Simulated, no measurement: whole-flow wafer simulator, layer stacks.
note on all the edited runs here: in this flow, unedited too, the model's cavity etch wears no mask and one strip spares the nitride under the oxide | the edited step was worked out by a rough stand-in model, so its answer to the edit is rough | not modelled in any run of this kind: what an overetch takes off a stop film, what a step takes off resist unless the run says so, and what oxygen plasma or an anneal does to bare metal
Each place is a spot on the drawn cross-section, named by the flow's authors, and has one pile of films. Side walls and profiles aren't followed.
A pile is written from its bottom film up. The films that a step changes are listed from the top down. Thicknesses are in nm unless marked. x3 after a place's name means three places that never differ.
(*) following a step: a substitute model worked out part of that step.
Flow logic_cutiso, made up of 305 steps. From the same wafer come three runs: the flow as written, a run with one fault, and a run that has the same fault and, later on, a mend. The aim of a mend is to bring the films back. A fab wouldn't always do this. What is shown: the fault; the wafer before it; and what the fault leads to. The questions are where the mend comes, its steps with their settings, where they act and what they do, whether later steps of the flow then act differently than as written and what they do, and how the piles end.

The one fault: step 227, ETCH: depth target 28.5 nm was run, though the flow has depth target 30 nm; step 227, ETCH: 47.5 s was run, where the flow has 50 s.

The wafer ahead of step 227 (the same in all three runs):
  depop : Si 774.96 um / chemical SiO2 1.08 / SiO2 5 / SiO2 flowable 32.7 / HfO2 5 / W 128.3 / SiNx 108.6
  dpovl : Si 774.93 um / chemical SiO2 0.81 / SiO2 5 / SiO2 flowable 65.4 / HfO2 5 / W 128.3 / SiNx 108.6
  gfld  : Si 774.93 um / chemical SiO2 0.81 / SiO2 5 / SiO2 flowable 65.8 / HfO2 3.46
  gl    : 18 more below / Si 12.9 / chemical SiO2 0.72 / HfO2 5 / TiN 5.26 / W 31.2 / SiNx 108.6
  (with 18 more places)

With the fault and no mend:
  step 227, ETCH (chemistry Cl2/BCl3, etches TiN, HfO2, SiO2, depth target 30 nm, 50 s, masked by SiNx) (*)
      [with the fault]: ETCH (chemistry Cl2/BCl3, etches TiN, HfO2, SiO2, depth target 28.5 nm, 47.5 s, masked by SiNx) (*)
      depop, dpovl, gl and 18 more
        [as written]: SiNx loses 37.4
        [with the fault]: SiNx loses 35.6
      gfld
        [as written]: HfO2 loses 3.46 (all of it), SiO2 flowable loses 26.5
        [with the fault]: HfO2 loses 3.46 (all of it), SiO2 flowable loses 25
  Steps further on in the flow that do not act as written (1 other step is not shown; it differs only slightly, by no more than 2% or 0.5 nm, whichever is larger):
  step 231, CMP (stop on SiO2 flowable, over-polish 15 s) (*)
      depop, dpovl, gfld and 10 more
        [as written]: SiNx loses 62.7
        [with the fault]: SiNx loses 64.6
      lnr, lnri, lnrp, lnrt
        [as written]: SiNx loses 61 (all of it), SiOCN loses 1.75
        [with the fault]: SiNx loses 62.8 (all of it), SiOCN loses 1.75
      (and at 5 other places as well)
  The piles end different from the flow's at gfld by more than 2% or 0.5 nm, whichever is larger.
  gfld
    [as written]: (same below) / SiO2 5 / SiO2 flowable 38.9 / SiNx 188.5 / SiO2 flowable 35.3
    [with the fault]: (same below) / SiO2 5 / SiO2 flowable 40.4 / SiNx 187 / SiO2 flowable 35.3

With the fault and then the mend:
  The mend follows step 227.
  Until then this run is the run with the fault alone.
  step 227a, ETCH (chemistry Cl2/BCl3, etches TiN, HfO2, SiO2, depth target 1.5 nm, 2.5 s, masked by SiNx) (*) (a further turn of the flow's step 227, with different settings)
      depop, dpovl, gl and 18 more
        SiNx loses 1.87
      gfld
        SiO2 flowable loses 1.5
  Every later step of the flow that is run acts as written at every place that is followed.
  By the end, the piles equal the flow's at every place that both follow.
